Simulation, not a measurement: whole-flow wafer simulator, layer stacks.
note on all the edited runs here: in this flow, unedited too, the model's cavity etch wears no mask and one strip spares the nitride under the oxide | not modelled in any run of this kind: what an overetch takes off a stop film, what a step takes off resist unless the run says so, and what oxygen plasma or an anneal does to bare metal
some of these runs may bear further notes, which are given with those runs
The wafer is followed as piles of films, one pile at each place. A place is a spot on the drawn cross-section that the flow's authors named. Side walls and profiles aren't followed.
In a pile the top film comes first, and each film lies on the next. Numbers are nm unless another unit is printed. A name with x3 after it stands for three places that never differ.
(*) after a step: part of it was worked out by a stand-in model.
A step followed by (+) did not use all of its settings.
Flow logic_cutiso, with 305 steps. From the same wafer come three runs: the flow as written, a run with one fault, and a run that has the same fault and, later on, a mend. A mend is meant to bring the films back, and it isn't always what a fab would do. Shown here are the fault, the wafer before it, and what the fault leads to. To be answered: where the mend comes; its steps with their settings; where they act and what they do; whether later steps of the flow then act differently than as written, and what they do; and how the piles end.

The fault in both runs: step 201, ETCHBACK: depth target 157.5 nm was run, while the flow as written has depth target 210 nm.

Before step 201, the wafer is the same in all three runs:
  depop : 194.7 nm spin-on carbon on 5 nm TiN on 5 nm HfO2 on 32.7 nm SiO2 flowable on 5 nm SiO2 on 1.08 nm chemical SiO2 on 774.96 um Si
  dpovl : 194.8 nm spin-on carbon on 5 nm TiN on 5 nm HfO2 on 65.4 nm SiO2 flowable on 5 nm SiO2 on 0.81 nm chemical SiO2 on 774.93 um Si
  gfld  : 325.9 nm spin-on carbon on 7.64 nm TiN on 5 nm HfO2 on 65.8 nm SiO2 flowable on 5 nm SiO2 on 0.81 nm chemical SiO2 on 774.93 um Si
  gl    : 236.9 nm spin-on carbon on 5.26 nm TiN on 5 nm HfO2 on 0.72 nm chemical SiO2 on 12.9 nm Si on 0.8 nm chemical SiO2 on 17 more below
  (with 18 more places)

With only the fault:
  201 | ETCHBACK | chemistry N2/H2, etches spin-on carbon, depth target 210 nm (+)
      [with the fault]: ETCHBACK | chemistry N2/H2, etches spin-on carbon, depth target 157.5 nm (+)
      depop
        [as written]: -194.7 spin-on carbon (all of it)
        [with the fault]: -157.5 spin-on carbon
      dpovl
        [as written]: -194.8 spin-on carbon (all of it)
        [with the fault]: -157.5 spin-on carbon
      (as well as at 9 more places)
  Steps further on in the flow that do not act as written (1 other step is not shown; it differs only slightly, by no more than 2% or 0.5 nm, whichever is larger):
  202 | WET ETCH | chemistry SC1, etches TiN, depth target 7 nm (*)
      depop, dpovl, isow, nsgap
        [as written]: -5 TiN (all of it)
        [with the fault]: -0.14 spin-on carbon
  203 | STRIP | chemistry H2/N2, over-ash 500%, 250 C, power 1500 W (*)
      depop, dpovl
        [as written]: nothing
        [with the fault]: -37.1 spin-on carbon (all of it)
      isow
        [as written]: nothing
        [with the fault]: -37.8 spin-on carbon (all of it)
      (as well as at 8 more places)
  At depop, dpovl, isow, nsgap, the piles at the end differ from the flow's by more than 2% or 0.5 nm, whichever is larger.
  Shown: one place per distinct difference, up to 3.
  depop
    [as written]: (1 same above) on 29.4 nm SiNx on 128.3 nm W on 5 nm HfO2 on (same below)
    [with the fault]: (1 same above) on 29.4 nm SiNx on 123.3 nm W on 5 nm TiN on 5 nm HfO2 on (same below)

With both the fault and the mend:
  The mend follows step 201.
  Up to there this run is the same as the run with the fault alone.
  201a | ETCHBACK | chemistry N2/H2, etches spin-on carbon, depth target 52.5 nm (+) (a further turn of the flow's step 201, with different settings)
      gfld, gl, glp, gxf, gxn, gxp, tap
        -52.5 spin-on carbon
      depop
        -37.2 spin-on carbon (all of it)
      dpovl
        -37.3 spin-on carbon (all of it)
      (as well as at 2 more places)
  Every later step of the flow that is run acts as written at every place that is followed.
  By the end, the piles equal the flow's at every place that both follow.
